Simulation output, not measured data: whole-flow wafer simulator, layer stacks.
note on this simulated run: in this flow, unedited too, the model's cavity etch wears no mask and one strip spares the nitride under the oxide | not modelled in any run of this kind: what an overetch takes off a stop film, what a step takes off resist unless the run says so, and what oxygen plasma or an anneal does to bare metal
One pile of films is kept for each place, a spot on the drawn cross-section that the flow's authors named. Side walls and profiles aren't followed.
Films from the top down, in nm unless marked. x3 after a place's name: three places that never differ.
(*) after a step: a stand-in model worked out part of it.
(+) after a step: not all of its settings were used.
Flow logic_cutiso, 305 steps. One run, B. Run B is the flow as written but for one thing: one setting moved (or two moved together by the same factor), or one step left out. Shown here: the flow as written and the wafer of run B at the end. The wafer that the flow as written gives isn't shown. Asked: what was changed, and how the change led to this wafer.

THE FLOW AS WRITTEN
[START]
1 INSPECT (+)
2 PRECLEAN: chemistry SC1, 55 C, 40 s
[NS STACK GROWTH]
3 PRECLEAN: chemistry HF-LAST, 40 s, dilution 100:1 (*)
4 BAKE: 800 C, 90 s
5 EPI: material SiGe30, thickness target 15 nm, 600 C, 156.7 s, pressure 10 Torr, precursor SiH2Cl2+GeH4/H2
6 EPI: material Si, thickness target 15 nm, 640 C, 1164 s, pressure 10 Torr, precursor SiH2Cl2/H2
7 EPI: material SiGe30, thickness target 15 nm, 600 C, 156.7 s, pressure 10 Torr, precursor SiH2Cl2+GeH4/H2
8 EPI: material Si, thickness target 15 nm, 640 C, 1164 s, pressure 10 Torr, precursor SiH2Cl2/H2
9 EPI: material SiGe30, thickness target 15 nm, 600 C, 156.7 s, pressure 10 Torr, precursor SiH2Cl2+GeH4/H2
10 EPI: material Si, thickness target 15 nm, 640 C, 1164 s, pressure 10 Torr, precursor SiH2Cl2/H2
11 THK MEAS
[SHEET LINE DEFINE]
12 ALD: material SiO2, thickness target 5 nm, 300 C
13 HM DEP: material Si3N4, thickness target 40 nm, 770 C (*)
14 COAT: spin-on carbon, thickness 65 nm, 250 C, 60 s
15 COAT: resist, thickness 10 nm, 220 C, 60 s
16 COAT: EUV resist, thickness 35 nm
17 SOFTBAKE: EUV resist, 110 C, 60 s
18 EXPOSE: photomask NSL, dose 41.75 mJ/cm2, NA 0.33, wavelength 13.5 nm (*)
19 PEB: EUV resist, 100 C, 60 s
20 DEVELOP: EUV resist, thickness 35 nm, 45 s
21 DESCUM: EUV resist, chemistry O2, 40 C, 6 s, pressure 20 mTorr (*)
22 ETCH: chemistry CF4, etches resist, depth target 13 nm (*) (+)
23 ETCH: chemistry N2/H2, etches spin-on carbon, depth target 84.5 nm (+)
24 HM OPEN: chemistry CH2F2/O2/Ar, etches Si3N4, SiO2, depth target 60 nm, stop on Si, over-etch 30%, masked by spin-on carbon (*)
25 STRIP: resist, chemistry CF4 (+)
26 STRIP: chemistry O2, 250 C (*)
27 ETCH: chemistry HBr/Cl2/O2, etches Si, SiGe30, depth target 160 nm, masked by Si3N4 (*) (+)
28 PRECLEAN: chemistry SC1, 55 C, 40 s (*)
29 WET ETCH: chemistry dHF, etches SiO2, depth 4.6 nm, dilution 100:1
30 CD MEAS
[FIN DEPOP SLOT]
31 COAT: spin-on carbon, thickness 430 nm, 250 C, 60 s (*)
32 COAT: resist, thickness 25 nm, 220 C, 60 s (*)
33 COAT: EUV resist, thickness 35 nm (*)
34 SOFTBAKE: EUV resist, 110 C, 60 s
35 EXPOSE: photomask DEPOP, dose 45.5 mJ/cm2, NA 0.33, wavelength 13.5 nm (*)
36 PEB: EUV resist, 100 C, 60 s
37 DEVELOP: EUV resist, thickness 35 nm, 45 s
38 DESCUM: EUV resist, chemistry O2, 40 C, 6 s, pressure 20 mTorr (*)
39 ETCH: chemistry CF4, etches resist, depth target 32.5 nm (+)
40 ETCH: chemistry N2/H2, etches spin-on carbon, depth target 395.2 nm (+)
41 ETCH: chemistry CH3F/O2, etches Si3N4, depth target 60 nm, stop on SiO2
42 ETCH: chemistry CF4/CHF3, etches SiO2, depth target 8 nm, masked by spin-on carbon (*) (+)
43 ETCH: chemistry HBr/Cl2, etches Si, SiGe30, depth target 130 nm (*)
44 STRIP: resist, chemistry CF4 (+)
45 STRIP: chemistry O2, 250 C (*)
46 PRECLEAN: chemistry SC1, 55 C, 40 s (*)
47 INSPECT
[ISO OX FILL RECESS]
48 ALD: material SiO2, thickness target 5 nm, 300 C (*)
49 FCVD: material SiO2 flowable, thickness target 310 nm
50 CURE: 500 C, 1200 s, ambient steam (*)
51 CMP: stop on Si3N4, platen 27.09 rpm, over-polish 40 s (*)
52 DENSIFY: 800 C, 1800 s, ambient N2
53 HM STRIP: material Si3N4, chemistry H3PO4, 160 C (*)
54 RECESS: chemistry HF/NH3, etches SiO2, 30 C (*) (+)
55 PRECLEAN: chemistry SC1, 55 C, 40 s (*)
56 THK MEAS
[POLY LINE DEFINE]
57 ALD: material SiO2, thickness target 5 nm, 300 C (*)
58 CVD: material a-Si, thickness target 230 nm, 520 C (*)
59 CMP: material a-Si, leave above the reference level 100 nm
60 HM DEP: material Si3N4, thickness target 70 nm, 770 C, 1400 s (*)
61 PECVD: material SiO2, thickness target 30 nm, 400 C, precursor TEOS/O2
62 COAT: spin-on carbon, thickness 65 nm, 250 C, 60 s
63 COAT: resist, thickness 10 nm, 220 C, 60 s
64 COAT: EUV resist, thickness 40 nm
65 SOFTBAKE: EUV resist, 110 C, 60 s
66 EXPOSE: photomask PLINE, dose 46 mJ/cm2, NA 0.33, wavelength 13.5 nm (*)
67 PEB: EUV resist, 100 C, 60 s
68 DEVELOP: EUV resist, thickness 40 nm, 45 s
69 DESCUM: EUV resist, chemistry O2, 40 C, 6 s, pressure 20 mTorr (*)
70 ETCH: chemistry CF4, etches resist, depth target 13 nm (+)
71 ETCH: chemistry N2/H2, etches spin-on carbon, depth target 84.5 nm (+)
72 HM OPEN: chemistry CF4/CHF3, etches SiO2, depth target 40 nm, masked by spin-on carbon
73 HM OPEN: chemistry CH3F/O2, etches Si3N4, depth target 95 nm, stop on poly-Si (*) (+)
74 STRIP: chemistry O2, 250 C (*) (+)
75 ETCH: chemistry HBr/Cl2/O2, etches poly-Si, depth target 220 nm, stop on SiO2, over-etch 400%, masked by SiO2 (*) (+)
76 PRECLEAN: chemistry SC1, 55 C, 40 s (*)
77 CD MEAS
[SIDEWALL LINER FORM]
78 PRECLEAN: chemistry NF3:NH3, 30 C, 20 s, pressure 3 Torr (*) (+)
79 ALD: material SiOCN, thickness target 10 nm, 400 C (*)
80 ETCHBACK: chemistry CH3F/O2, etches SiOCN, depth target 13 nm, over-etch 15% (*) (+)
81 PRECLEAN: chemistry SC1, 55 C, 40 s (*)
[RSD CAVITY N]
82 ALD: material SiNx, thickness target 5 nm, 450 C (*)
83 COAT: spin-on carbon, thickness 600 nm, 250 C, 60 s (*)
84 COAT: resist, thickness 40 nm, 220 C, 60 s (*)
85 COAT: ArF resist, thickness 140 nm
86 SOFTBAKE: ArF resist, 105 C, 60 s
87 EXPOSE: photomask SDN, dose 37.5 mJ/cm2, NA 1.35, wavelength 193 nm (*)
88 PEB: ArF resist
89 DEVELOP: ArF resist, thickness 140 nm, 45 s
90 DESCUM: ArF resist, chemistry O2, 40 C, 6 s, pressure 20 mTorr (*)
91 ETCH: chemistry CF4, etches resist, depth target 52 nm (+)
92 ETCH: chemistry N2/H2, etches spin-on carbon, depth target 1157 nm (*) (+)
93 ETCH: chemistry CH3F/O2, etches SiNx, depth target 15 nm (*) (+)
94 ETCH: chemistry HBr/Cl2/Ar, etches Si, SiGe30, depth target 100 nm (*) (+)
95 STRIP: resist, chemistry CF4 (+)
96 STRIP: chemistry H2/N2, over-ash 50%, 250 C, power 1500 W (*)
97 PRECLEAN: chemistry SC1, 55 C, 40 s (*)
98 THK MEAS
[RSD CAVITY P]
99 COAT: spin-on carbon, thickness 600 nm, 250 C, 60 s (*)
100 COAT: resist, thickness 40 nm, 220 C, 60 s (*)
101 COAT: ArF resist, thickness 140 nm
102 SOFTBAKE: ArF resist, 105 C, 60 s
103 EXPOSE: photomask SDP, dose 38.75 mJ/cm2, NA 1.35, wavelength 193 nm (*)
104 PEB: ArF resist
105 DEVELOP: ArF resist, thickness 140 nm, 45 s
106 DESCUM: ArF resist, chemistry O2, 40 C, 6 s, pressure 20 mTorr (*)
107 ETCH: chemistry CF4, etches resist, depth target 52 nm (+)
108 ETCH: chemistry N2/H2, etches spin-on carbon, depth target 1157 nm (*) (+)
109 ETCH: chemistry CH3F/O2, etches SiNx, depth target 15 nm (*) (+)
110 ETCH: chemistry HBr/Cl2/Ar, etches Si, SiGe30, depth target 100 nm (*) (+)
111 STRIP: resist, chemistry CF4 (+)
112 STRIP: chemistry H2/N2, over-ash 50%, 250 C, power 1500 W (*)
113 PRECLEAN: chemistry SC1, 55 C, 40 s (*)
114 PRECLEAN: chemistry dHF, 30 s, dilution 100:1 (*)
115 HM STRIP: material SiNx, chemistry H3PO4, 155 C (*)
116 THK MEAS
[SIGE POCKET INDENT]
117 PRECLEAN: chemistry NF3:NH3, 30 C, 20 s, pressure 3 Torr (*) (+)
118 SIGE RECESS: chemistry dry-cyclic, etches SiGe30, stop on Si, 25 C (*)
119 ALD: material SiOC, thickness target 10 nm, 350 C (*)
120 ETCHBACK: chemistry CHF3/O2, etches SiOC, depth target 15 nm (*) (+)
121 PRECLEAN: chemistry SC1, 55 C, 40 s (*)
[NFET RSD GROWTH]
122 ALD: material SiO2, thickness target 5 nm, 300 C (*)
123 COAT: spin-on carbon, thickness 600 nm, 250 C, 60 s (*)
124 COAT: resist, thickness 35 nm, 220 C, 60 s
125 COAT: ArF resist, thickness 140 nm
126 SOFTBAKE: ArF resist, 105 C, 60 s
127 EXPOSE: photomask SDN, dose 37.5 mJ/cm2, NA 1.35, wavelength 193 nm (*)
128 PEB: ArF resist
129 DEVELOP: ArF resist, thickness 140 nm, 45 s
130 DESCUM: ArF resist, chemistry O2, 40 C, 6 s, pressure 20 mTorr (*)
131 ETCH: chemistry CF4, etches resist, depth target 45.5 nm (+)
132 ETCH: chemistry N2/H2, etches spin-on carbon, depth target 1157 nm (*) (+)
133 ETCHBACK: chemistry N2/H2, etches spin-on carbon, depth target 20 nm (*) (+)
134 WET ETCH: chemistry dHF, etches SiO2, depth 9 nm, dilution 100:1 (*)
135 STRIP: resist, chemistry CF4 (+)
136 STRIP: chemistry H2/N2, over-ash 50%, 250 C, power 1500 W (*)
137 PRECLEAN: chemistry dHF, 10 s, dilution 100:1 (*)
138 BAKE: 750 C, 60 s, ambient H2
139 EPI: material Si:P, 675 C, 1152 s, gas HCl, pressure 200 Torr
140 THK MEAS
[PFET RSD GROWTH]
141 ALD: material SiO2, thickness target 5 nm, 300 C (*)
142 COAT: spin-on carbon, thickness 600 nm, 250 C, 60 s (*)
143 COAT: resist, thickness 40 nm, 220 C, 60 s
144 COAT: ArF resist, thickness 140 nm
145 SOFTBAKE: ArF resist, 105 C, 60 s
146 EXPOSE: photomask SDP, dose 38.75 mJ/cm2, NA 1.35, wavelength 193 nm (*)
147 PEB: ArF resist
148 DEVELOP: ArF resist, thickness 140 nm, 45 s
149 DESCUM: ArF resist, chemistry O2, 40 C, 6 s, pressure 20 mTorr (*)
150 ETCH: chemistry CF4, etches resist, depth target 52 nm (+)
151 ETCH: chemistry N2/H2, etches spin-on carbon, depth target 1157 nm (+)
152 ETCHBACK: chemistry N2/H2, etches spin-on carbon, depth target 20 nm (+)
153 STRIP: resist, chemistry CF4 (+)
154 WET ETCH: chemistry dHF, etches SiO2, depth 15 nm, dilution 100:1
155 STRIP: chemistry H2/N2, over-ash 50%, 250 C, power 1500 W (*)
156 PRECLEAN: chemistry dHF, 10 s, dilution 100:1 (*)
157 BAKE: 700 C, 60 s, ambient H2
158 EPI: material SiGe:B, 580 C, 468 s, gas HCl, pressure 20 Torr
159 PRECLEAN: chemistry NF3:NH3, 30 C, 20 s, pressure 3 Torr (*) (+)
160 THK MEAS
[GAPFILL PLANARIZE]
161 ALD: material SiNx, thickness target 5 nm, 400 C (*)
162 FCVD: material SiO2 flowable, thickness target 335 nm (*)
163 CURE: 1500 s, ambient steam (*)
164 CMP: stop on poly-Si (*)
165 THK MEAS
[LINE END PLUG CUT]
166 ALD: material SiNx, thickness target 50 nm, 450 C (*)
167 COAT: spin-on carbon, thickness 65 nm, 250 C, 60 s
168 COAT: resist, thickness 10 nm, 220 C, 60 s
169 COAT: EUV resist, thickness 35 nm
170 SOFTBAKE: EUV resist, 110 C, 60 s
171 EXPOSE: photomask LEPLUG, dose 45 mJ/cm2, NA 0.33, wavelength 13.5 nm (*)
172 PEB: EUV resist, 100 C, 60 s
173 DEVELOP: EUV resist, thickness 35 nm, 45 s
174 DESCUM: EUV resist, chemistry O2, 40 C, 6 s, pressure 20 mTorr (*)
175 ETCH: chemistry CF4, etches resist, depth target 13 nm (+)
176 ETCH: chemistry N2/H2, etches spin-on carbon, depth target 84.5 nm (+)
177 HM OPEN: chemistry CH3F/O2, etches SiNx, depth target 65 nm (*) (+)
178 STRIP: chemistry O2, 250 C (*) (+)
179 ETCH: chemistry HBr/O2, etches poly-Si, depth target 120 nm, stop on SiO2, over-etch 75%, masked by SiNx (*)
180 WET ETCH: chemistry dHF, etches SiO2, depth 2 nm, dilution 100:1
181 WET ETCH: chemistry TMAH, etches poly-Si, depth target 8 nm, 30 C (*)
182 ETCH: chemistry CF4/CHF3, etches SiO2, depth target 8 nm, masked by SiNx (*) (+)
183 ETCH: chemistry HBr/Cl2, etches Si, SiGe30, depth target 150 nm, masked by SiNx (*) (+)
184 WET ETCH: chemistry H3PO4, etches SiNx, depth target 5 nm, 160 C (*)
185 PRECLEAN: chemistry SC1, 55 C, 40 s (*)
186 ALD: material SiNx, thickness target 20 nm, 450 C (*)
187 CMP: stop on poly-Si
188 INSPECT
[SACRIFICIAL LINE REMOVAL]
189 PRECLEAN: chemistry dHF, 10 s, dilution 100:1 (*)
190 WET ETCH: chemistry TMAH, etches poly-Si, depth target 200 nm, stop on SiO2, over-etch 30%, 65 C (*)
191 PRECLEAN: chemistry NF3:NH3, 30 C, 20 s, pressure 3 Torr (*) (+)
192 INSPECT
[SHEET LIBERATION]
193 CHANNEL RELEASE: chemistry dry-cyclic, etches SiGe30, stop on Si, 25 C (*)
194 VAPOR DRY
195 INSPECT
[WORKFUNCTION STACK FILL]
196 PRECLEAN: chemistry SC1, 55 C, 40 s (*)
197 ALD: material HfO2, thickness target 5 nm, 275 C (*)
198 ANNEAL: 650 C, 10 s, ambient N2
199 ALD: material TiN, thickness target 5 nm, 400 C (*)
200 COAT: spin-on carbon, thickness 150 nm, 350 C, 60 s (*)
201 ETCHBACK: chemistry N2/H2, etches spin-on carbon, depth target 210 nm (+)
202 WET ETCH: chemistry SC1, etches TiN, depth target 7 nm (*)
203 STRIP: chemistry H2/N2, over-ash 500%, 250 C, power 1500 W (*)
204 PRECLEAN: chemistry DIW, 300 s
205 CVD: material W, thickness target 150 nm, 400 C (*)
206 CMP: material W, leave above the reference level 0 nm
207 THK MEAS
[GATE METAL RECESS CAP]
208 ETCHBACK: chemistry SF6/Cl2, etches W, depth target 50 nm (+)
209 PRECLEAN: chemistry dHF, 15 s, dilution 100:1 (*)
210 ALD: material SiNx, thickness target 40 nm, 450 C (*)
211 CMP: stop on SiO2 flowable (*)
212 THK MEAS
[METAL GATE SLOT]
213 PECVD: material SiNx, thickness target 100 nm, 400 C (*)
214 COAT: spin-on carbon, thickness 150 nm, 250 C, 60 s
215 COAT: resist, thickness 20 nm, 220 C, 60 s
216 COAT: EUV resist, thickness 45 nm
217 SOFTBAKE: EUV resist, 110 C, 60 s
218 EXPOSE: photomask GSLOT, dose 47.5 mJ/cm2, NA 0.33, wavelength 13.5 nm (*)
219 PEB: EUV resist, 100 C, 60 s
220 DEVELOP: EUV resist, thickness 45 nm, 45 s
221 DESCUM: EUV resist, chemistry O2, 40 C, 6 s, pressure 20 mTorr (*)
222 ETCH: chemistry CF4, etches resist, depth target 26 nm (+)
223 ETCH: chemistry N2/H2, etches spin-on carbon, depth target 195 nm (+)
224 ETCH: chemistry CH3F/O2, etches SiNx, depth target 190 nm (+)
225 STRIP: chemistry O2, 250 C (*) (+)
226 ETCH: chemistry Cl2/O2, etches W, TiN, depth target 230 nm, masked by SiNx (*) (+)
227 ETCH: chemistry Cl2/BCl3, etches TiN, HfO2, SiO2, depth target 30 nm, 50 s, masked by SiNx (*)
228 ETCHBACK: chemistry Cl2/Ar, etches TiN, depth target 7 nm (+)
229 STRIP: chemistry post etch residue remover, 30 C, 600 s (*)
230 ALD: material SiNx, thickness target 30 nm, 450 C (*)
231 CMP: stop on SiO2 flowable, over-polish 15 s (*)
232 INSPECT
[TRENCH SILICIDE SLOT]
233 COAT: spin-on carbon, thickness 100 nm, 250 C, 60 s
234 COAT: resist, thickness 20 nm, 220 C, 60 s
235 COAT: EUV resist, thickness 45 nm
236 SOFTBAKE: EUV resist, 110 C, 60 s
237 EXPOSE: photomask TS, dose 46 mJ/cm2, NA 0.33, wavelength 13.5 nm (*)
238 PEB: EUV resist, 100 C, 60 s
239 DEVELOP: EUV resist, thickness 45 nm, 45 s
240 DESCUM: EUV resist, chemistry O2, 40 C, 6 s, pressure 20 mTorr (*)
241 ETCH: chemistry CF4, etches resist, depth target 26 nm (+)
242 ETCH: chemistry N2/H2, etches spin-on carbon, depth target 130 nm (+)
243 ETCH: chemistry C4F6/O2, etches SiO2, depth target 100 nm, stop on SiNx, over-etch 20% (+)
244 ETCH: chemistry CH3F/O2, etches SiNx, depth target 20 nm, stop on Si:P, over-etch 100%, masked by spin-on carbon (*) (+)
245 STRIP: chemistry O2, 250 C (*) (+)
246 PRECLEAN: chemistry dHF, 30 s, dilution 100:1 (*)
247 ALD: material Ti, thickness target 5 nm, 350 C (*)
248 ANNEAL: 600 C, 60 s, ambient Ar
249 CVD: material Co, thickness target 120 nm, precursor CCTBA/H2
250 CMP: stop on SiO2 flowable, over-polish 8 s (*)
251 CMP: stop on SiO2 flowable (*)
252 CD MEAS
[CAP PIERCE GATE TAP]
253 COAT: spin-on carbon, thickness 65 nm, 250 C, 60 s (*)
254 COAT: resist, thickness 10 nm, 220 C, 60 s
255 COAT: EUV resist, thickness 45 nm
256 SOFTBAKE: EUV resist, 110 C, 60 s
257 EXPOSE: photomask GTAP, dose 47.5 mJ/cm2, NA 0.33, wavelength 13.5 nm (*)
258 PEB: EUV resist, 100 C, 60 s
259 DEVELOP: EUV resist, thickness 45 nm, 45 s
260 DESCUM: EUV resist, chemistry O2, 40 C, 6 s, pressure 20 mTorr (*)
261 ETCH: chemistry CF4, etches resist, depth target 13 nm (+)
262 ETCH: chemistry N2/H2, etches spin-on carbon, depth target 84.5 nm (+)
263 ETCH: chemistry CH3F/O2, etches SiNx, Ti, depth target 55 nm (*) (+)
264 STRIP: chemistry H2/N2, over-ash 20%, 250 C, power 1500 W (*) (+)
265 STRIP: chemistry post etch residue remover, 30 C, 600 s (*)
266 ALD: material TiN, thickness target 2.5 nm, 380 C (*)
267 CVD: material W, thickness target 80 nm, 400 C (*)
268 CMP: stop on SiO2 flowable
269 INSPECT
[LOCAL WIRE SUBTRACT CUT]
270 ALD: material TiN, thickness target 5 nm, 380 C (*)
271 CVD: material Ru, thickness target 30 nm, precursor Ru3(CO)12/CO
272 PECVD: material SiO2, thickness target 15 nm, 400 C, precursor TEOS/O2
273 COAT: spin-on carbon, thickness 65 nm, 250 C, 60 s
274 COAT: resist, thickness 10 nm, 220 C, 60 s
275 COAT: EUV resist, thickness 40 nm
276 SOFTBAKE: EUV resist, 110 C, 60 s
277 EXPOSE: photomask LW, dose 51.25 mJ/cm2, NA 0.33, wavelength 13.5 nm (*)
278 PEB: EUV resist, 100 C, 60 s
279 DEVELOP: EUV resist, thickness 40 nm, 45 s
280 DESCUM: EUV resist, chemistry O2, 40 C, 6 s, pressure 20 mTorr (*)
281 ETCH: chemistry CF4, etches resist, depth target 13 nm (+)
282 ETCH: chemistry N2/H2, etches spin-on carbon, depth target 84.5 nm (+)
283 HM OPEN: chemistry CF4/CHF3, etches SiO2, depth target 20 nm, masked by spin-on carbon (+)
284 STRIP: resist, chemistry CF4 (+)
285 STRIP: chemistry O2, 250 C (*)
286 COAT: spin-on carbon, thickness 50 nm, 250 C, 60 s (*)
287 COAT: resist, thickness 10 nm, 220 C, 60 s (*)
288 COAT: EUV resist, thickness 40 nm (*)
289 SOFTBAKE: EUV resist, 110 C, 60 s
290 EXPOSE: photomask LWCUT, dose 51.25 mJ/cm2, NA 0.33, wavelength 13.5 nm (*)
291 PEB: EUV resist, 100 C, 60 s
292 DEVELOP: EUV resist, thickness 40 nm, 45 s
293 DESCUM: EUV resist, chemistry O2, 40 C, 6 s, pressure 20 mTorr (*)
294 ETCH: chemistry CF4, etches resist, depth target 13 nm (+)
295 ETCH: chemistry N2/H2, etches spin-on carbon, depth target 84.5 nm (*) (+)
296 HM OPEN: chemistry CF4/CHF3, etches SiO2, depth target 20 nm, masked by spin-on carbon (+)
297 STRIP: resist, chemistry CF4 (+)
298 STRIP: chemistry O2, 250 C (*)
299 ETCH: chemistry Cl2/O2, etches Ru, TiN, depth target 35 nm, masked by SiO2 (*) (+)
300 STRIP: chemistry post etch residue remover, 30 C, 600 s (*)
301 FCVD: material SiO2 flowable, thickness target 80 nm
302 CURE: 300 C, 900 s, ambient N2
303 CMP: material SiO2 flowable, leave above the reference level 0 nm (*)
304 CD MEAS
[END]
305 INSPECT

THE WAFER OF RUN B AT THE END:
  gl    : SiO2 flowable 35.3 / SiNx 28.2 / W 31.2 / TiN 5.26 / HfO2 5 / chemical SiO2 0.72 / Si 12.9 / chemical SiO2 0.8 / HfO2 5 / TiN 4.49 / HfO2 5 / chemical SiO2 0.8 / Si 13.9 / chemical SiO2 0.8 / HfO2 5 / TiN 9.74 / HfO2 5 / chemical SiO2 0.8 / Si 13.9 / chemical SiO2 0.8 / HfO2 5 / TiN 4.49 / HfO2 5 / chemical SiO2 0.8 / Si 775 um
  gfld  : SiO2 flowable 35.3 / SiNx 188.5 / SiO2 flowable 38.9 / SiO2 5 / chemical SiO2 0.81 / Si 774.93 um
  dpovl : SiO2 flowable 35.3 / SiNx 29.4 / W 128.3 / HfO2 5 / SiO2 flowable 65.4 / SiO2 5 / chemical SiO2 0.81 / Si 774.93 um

The cause: step 7, EPI: thickness target 20.2 nm was run, where the flow has thickness target 15 nm; step 7, EPI: 211.5 s was run, where the flow has 156.7 s.

How the change led to this, step by step:
  7 EPI: material SiGe30, thickness target 15 nm, 600 C, 156.7 s, pressure 10 Torr, precursor SiH2Cl2+GeH4/H2
      depop, dpovl, gfld and 19 more: SiGe30 +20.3 (new film) (as written it would be: SiGe30 +15 (new film))
  27 ETCH: chemistry HBr/Cl2/O2, etches Si, SiGe30, depth target 160 nm, masked by Si3N4 (*) (+)
      gfld, gxf, iso, lnri: chemical SiO2 -0.79 (all of it), Si -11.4 (all of it), SiGe30 -15 (all of it), Si -15 (all of it), SiGe30 -20.3 (all of it), Si -15 (all of it), SiGe30 -15 (all of it), Si -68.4 (as written it would be: chemical SiO2 -0.79 (all of it), Si -11.4 (all of it), SiGe30 -15 (all of it), Si -15 (all of it), SiGe30 -15 (all of it), Si -15 (all of it), SiGe30 -15 (all of it), Si -73.6)
      dpovl, nsgap: chemical SiO2 -0.79 (all of it), Si -11.8 (all of it), SiGe30 -15 (all of it), Si -15 (all of it), SiGe30 -20.3 (all of it), Si -15 (all of it), SiGe30 -15 (all of it), Si -68 (as written it would be: chemical SiO2 -0.79 (all of it), Si -11.8 (all of it), SiGe30 -15 (all of it), Si -15 (all of it), SiGe30 -15 (all of it), Si -15 (all of it), SiGe30 -15 (all of it), Si -73.2)
      (and at 1 more place)
  43 ETCH: chemistry HBr/Cl2, etches Si, SiGe30, depth target 130 nm (*)
      depop: Si -14 (all of it), SiGe30 -15 (all of it), Si -15 (all of it), SiGe30 -20.3 (all of it), Si -15 (all of it), SiGe30 -15 (all of it), Si -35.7 (as written it would be: Si -14 (all of it), SiGe30 -15 (all of it), Si -15 (all of it), SiGe30 -15 (all of it), Si -15 (all of it), SiGe30 -15 (all of it), Si -41)
  94 ETCH: chemistry HBr/Cl2/Ar, etches Si, SiGe30, depth target 100 nm (*) (+)
      rsdn, rsdx: chemical SiO2 -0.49 (all of it), Si -12.8 (all of it), SiGe30 -15 (all of it), Si -15 (all of it), SiGe30 -20.3 (all of it), Si -15 (all of it), SiGe30 -15 (all of it), Si -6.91 (as written it would be: chemical SiO2 -0.49 (all of it), Si -12.8 (all of it), SiGe30 -15 (all of it), Si -15 (all of it), SiGe30 -15 (all of it), Si -15 (all of it), SiGe30 -15 (all of it), Si -12.2)
  110 ETCH: chemistry HBr/Cl2/Ar, etches Si, SiGe30, depth target 100 nm (*) (+)
      rsdp, rsdw: chemical SiO2 -0.49 (all of it), Si -12.8 (all of it), SiGe30 -15 (all of it), Si -15 (all of it), SiGe30 -20.3 (all of it), Si -15 (all of it), SiGe30 -15 (all of it), Si -6.91 (as written it would be: chemical SiO2 -0.49 (all of it), Si -12.8 (all of it), SiGe30 -15 (all of it), Si -15 (all of it), SiGe30 -15 (all of it), Si -15 (all of it), SiGe30 -15 (all of it), Si -12.2)
  118 SIGE RECESS: chemistry dry-cyclic, etches SiGe30, stop on Si, 25 C (*)
      lnr, lnrp, lnrt: SiOCN -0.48, Si -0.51, cavity +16 (new film), SiGe30 -15 (all of it), Si -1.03, cavity +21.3 (new film), SiGe30 -20.3 (all of it), Si -1.03, cavity +16 (new film), SiGe30 -15 (all of it), Si -0.51 (as written it would be: SiOCN -0.48, Si -0.51, cavity +16 (new film), SiGe30 -15 (all of it), Si -1.03, cavity +16 (new film), SiGe30 -15 (all of it), Si -1.03, cavity +16 (new film), SiGe30 -15 (all of it), Si -0.51)
  119 ALD: material SiOC, thickness target 10 nm, 350 C (*)
      lnr, lnrp, lnrt: SiOC +10 (new film), SiOC +16 (new film), cavity -16 (all of it), SiOC +21.3 (new film), cavity -21.3 (all of it), SiOC +16 (new film), cavity -16 (all of it) (as written it would be: SiOC +10 (new film), SiOC +16 (new film), cavity -16 (all of it), SiOC +16 (new film), cavity -16 (all of it), SiOC +16 (new film), cavity -16 (all of it))
  183 ETCH: chemistry HBr/Cl2, etches Si, SiGe30, depth target 150 nm, masked by SiNx (*) (+)
      plug: Si -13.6 (all of it), SiGe30 -15 (all of it), Si -15 (all of it), SiGe30 -20.3 (all of it), Si -15 (all of it), SiGe30 -15 (all of it), Si -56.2 (as written it would be: Si -13.6 (all of it), SiGe30 -15 (all of it), Si -15 (all of it), SiGe30 -15 (all of it), Si -15 (all of it), SiGe30 -15 (all of it), Si -61.4)
  193 CHANNEL RELEASE: chemistry dry-cyclic, etches SiGe30, stop on Si, 25 C (*)
      gl, glp, gxn, gxp, ns, tap: chemical SiO2 +0.8 (new film), Si -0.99, chemical SiO2 +0.8 (new film), cavity +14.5 (new film), chemical SiO2 +0.8 (new film), SiGe30 -15 (all of it), Si -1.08, chemical SiO2 +0.8 (new film), cavity +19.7 (new film), chemical SiO2 +0.8 (new film), SiGe30 -20.3 (all of it), Si -1.08, chemical SiO2 +0.8 (new film), cavity +14.5 (new film), chemical SiO2 +0.8 (new film), SiGe30 -15 (all of it), Si -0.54 (as written it would be: chemical SiO2 +0.8 (new film), Si -0.99, chemical SiO2 +0.8 (new film), cavity +14.5 (new film), chemical SiO2 +0.8 (new film), SiGe30 -15 (all of it), Si -1.08, chemical SiO2 +0.8 (new film), cavity +14.5 (new film), chemical SiO2 +0.8 (new film), SiGe30 -15 (all of it), Si -1.08, chemical SiO2 +0.8 (new film), cavity +14.5 (new film), chemical SiO2 +0.8 (new film), SiGe30 -15 (all of it), Si -0.54)
  199 ALD: material TiN, thickness target 5 nm, 400 C (*)
      gl, glp, tap: TiN +5.26 (new film), TiN +4.49 (new film), cavity -4.49 (all of it), TiN +9.74 (new film), cavity -9.74 (all of it), TiN +4.49 (new film), cavity -4.49 (all of it) (as written it would be: TiN +5.26 (new film), TiN +4.49 (new film), cavity -4.49 (all of it), TiN +4.49 (new film), cavity -4.49 (all of it), TiN +4.49 (new film), cavity -4.49 (all of it))
      gxn, gxp, ns: TiN +5 (new film), TiN +4.49 (new film), cavity -4.49 (all of it), TiN +9.74 (new film), cavity -9.74 (all of it), TiN +4.49 (new film), cavity -4.49 (all of it) (as written it would be: TiN +5 (new film), TiN +4.49 (new film), cavity -4.49 (all of it), TiN +4.49 (new film), cavity -4.49 (all of it), TiN +4.49 (new film), cavity -4.49 (all of it))
